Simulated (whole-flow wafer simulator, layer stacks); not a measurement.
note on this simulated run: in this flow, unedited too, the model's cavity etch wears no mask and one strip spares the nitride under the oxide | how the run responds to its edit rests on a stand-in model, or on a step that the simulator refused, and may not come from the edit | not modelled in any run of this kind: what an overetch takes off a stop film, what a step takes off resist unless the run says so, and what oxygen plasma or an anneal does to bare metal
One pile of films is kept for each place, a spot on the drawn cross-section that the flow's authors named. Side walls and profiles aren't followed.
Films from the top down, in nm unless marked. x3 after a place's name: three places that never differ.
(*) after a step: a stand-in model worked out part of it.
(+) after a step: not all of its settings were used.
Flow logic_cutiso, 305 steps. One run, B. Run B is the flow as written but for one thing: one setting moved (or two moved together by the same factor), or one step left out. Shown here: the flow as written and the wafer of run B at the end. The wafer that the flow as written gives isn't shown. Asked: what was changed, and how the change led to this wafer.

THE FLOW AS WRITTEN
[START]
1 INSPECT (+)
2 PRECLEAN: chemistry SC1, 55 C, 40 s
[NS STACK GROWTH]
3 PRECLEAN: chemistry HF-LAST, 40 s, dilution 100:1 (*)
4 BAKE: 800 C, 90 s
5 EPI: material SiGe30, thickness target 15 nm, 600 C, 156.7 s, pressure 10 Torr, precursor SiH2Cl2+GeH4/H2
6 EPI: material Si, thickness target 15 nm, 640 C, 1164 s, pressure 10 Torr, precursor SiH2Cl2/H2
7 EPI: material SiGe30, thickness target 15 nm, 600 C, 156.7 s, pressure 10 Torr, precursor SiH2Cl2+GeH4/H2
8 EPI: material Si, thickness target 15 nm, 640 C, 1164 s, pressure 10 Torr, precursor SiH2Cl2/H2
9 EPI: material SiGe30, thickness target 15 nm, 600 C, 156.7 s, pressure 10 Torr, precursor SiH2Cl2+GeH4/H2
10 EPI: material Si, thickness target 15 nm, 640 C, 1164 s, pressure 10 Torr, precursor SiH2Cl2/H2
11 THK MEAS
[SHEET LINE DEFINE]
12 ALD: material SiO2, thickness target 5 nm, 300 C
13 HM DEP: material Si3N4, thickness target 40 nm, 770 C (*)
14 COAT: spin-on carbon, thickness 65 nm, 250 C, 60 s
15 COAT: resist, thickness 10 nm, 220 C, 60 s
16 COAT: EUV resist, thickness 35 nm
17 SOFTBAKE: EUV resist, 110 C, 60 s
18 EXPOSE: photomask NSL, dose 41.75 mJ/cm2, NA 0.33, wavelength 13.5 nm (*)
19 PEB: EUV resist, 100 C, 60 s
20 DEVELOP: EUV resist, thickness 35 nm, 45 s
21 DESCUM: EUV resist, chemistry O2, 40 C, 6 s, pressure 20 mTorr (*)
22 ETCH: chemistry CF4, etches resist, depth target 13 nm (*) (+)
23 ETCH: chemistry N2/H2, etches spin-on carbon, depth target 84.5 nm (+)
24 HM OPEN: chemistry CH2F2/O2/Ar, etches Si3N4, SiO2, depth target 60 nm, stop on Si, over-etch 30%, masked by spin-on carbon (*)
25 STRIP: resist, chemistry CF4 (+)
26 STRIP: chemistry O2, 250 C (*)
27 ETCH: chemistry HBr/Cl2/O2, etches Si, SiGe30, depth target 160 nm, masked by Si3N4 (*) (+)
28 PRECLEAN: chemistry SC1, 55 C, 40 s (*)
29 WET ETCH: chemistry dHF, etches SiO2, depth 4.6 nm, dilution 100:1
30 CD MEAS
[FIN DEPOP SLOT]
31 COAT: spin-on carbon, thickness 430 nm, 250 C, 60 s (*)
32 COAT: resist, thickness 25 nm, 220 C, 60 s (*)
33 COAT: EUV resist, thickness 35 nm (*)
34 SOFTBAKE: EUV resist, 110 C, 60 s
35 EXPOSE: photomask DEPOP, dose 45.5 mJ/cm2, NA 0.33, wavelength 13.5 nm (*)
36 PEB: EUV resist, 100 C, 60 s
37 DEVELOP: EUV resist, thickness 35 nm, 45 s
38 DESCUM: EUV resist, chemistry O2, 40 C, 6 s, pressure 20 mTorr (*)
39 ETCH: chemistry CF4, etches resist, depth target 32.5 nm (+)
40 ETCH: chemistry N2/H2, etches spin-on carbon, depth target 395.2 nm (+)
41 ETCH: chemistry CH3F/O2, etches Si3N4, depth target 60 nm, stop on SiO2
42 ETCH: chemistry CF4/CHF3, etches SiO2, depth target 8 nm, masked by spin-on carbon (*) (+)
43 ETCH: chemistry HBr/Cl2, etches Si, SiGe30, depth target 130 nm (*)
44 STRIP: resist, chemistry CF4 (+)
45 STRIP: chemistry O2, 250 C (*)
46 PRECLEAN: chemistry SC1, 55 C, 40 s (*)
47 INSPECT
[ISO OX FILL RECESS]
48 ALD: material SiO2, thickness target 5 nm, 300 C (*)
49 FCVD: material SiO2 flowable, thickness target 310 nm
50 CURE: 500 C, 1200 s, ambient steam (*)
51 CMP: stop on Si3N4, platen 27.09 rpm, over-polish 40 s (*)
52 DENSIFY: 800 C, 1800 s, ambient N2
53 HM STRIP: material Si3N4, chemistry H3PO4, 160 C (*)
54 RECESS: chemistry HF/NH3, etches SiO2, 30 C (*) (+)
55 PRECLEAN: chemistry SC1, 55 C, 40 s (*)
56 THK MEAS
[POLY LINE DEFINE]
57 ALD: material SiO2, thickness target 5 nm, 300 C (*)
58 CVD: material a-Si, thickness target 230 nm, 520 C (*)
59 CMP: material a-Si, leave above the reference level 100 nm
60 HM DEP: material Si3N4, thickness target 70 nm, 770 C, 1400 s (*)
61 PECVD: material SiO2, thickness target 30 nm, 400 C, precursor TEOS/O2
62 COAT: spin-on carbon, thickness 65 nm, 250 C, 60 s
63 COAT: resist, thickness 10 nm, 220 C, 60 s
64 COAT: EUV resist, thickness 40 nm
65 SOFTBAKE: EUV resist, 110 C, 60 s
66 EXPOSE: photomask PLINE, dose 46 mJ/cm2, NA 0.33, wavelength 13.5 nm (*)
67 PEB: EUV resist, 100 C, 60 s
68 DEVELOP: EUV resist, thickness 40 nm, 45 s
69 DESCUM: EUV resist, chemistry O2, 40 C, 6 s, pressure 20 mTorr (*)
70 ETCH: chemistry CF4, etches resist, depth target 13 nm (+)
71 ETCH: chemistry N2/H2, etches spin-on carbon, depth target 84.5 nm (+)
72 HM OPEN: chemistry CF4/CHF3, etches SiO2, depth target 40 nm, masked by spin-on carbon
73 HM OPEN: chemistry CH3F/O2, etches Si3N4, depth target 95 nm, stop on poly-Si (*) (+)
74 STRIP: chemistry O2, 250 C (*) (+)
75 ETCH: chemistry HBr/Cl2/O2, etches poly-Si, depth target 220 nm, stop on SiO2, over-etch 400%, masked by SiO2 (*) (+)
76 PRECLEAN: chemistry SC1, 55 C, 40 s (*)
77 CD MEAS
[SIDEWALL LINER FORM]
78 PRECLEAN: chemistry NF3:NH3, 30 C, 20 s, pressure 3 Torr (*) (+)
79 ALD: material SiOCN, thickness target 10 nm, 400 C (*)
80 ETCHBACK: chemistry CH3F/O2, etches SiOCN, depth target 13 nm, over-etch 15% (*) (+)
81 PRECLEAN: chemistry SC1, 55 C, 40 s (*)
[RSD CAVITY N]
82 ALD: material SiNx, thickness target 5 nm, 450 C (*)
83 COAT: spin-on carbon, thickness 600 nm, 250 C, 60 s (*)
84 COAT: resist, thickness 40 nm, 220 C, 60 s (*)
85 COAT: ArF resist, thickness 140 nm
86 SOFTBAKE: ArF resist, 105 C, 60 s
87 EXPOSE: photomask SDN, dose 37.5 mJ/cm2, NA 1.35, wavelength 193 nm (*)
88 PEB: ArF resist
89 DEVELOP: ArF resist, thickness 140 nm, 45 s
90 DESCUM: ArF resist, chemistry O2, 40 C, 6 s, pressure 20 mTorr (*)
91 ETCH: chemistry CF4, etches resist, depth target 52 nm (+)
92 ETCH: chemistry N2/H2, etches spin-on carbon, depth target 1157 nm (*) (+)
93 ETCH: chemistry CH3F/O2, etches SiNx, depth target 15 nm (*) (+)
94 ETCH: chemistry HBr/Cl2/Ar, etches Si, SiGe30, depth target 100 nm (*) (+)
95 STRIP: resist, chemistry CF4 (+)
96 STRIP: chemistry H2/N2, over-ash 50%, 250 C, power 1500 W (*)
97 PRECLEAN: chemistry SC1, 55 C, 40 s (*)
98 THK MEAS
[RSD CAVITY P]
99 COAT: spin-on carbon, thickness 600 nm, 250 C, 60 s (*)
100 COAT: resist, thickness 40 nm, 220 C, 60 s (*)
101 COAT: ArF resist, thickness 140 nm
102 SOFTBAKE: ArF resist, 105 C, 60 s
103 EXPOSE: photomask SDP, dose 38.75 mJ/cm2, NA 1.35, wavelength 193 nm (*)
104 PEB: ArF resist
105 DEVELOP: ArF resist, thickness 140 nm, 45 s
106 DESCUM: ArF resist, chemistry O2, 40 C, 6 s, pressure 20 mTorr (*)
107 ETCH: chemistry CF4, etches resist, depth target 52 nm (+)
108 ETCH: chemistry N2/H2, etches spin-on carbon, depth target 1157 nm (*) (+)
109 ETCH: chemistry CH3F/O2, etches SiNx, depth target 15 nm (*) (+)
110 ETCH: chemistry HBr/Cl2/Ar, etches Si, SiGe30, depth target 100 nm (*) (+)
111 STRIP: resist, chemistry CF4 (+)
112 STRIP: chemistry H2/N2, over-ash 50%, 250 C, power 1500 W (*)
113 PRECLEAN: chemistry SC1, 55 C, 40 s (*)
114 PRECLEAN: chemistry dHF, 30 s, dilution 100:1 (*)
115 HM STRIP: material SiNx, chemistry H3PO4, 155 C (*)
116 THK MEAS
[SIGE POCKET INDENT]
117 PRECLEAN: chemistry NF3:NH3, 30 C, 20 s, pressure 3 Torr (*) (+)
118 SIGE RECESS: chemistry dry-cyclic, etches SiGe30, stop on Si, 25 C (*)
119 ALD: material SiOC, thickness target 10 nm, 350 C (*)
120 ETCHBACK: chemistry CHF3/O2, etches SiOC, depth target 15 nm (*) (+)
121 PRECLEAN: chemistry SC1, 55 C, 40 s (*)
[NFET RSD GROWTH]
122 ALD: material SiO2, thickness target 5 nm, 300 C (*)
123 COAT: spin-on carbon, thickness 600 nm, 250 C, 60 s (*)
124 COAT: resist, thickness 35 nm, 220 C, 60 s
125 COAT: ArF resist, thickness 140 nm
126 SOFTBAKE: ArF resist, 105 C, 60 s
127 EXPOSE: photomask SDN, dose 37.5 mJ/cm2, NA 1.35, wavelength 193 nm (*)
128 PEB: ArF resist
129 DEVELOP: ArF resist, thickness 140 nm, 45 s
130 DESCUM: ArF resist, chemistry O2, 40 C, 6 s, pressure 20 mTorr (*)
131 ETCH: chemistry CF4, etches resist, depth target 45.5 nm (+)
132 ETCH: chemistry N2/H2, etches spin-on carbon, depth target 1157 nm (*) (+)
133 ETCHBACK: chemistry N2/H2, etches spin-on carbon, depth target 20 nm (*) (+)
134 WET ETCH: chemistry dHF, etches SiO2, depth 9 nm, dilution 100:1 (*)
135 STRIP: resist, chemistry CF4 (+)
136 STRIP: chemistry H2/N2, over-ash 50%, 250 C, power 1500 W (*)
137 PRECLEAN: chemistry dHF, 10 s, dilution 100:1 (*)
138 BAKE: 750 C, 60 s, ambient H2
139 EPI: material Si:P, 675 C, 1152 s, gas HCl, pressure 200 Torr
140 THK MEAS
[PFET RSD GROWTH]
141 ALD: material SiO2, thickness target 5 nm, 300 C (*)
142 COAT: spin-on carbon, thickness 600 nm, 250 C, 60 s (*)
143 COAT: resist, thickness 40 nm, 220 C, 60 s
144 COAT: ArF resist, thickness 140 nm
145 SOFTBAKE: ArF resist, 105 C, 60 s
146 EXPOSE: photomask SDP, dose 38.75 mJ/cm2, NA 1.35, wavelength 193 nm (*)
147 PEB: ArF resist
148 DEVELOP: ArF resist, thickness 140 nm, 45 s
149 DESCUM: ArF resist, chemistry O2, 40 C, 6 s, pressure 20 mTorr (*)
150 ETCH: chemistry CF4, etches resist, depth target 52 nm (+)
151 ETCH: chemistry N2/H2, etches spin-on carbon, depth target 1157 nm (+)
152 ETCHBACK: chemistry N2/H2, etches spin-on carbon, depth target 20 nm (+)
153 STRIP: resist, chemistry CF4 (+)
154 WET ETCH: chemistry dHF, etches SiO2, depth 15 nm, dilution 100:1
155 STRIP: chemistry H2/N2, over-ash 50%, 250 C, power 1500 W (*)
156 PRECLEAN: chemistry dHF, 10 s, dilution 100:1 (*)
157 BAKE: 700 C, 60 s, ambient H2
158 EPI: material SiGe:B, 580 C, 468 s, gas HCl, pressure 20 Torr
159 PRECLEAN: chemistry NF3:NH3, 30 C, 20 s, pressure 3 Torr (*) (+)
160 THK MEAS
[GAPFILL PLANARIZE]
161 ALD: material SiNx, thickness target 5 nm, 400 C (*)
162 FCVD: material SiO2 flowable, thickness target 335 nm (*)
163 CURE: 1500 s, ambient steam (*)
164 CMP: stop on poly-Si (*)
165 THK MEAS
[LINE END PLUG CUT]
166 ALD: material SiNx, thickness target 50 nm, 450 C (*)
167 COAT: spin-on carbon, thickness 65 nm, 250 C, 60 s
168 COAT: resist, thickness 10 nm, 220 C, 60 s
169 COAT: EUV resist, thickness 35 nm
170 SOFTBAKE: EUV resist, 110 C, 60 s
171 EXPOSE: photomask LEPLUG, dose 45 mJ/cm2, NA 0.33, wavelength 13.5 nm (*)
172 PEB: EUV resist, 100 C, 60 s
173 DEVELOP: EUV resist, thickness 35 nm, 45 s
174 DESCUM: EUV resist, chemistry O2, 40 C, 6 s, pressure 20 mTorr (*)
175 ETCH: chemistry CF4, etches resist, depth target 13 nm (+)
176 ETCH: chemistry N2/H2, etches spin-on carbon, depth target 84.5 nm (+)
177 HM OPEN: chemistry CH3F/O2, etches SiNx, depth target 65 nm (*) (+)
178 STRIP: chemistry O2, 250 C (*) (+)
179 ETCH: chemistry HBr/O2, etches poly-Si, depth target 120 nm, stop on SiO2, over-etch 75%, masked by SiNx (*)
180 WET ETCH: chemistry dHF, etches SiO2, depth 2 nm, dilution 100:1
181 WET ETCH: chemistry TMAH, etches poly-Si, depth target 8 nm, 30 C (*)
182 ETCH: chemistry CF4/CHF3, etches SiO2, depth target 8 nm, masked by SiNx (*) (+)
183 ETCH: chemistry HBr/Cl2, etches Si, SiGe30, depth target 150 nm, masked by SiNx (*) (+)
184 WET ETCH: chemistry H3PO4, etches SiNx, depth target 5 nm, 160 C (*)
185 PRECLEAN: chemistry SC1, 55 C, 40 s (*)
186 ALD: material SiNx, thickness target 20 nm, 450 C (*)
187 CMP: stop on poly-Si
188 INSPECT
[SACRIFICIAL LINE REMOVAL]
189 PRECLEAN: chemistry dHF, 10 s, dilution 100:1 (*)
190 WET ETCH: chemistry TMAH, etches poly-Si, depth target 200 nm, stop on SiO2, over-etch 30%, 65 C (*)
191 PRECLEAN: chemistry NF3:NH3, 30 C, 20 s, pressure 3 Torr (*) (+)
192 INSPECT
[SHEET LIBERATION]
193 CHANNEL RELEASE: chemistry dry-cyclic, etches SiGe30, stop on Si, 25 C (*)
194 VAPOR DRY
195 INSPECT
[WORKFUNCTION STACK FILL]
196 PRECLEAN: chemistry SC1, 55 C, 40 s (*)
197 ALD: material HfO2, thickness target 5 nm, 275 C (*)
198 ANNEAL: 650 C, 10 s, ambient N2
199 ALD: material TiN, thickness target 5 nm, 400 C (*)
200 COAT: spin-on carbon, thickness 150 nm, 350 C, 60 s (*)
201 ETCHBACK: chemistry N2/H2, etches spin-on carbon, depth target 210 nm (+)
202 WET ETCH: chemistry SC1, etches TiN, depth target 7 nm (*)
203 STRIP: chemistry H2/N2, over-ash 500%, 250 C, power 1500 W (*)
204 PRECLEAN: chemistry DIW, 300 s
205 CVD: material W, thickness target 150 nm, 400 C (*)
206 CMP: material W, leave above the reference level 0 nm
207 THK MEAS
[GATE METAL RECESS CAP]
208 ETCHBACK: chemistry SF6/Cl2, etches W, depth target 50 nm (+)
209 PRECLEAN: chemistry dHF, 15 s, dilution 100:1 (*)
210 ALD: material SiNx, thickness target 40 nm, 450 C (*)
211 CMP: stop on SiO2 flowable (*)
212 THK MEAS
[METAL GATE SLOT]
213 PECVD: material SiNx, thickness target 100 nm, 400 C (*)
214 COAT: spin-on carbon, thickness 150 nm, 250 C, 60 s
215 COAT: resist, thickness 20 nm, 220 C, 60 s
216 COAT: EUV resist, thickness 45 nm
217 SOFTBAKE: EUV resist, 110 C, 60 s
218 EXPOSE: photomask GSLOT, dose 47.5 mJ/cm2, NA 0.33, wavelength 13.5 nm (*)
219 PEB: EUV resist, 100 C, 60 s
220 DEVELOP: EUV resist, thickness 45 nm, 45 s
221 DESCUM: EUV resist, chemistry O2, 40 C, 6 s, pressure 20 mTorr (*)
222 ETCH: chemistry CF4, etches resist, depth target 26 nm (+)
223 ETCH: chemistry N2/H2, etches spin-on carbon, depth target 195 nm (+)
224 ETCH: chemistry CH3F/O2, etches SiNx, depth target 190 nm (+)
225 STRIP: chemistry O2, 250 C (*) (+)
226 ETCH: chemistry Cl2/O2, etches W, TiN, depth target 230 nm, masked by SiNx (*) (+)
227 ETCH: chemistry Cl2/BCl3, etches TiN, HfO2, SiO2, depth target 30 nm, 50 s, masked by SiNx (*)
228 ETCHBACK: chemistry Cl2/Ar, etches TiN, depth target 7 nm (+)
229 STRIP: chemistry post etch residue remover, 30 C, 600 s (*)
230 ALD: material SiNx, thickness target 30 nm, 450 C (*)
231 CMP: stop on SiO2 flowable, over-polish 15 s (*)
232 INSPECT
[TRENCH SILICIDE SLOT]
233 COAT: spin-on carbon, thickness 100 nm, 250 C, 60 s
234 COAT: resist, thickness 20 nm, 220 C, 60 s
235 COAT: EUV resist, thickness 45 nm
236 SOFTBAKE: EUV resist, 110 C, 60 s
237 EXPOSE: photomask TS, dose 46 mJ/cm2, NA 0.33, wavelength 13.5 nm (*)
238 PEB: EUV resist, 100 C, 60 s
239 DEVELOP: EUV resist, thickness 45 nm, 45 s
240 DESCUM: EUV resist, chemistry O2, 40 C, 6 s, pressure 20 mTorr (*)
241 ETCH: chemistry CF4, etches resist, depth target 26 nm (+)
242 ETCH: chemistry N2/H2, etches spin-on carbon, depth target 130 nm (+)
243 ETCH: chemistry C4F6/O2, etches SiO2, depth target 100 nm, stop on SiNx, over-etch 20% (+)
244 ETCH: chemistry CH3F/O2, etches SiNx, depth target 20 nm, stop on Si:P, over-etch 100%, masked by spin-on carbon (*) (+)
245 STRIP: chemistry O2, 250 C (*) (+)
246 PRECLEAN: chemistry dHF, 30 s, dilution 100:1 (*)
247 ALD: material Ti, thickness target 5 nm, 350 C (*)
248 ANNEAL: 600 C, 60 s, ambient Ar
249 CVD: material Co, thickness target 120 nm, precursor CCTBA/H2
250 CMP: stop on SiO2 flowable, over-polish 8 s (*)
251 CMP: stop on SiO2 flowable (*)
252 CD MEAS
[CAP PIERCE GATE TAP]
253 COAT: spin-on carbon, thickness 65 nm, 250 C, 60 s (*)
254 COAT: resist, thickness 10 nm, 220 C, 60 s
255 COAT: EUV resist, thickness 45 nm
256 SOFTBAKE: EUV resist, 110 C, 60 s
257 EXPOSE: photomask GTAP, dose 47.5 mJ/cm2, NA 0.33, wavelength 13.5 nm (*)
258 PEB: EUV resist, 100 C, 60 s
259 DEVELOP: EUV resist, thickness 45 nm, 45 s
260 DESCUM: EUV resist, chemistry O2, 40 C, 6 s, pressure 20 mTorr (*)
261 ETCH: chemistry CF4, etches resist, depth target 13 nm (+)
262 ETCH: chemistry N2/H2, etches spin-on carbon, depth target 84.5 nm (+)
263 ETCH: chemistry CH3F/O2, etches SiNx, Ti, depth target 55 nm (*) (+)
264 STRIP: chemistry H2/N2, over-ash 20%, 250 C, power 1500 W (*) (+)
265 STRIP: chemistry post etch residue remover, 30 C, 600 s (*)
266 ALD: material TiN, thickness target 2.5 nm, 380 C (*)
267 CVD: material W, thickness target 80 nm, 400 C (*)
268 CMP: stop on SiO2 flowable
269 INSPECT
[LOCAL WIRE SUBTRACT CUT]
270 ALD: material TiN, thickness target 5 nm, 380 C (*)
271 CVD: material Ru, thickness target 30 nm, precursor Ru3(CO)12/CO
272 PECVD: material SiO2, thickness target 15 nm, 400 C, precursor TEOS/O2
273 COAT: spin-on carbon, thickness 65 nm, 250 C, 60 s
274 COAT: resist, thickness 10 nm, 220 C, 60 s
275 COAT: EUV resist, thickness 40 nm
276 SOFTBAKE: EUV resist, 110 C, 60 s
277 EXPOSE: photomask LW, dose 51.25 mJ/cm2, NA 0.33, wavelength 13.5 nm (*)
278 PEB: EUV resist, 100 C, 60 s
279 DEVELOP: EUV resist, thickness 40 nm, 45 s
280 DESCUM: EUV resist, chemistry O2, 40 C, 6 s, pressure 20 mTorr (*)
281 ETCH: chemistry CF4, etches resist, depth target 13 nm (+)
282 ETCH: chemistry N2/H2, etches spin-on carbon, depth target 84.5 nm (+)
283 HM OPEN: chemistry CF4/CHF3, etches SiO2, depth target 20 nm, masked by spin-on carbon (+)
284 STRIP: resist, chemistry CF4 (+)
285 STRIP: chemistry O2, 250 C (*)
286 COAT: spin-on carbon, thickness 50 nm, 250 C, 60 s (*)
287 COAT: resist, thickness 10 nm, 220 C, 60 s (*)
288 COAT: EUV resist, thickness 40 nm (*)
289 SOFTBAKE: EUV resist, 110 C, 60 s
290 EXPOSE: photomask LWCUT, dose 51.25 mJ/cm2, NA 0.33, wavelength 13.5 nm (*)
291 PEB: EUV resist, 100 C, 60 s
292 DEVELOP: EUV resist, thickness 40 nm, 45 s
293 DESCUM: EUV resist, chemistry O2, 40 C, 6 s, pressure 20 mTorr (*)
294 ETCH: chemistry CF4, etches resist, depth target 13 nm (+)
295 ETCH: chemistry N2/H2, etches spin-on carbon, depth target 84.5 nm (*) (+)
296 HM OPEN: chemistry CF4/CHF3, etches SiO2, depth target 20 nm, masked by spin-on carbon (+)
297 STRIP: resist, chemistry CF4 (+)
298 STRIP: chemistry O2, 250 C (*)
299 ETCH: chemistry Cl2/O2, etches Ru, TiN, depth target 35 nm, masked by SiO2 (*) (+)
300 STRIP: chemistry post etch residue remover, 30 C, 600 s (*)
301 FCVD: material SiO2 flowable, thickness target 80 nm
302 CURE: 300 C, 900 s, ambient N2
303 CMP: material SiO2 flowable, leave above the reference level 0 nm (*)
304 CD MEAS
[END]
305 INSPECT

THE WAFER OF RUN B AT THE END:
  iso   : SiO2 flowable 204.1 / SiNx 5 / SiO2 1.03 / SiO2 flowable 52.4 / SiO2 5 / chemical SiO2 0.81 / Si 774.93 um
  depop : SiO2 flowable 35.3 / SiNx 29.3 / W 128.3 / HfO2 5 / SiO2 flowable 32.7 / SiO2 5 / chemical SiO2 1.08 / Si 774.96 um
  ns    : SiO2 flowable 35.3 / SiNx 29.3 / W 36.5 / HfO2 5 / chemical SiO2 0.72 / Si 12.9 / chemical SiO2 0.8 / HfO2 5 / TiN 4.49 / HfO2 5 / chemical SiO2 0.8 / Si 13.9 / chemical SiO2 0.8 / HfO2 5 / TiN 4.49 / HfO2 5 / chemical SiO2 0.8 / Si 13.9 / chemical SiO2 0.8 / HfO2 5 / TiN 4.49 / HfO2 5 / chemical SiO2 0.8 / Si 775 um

The cause: step 156, PRECLEAN: chemistry dHF, 10 s, dilution 100:1 (*), was left out.

How the change led to this, step by step:
  159 PRECLEAN: chemistry NF3:NH3, 30 C, 20 s, pressure 3 Torr (*) (+)
      iso: SiO2 -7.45 (as written it would be: SiO2 -6.96 (all of it), SiO2 flowable -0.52)
      lnri: SiO2 -7.45 (as written it would be: SiO2 -6.96 (all of it), SiOCN -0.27)
      (and at 6 more places)
  161 ALD: material SiNx, thickness target 5 nm, 400 C (*)
      gxp: SiNx +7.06 (new film) (as written it would be: SiNx +5 (new film))
  164 CMP: stop on poly-Si (*)
      lnri: SiO2 flowable -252 (all of it), SiNx -5 (all of it), SiO2 -1.03 (all of it), SiOCN -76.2 (as written it would be: SiO2 flowable -250.1 (all of it), SiNx -5 (all of it), SiOCN -75.9)
      depop, dpovl, isow, ns, nsgap: SiO2 flowable -326.8 (all of it), SiNx -5 (all of it), SiO2 -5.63 (all of it), Si3N4 -70 (all of it) (as written it would be: SiO2 flowable -326.8 (all of it), SiNx -5 (all of it), SiO2 -4.13 (all of it), Si3N4 -70 (all of it))
      (and at 5 more places)
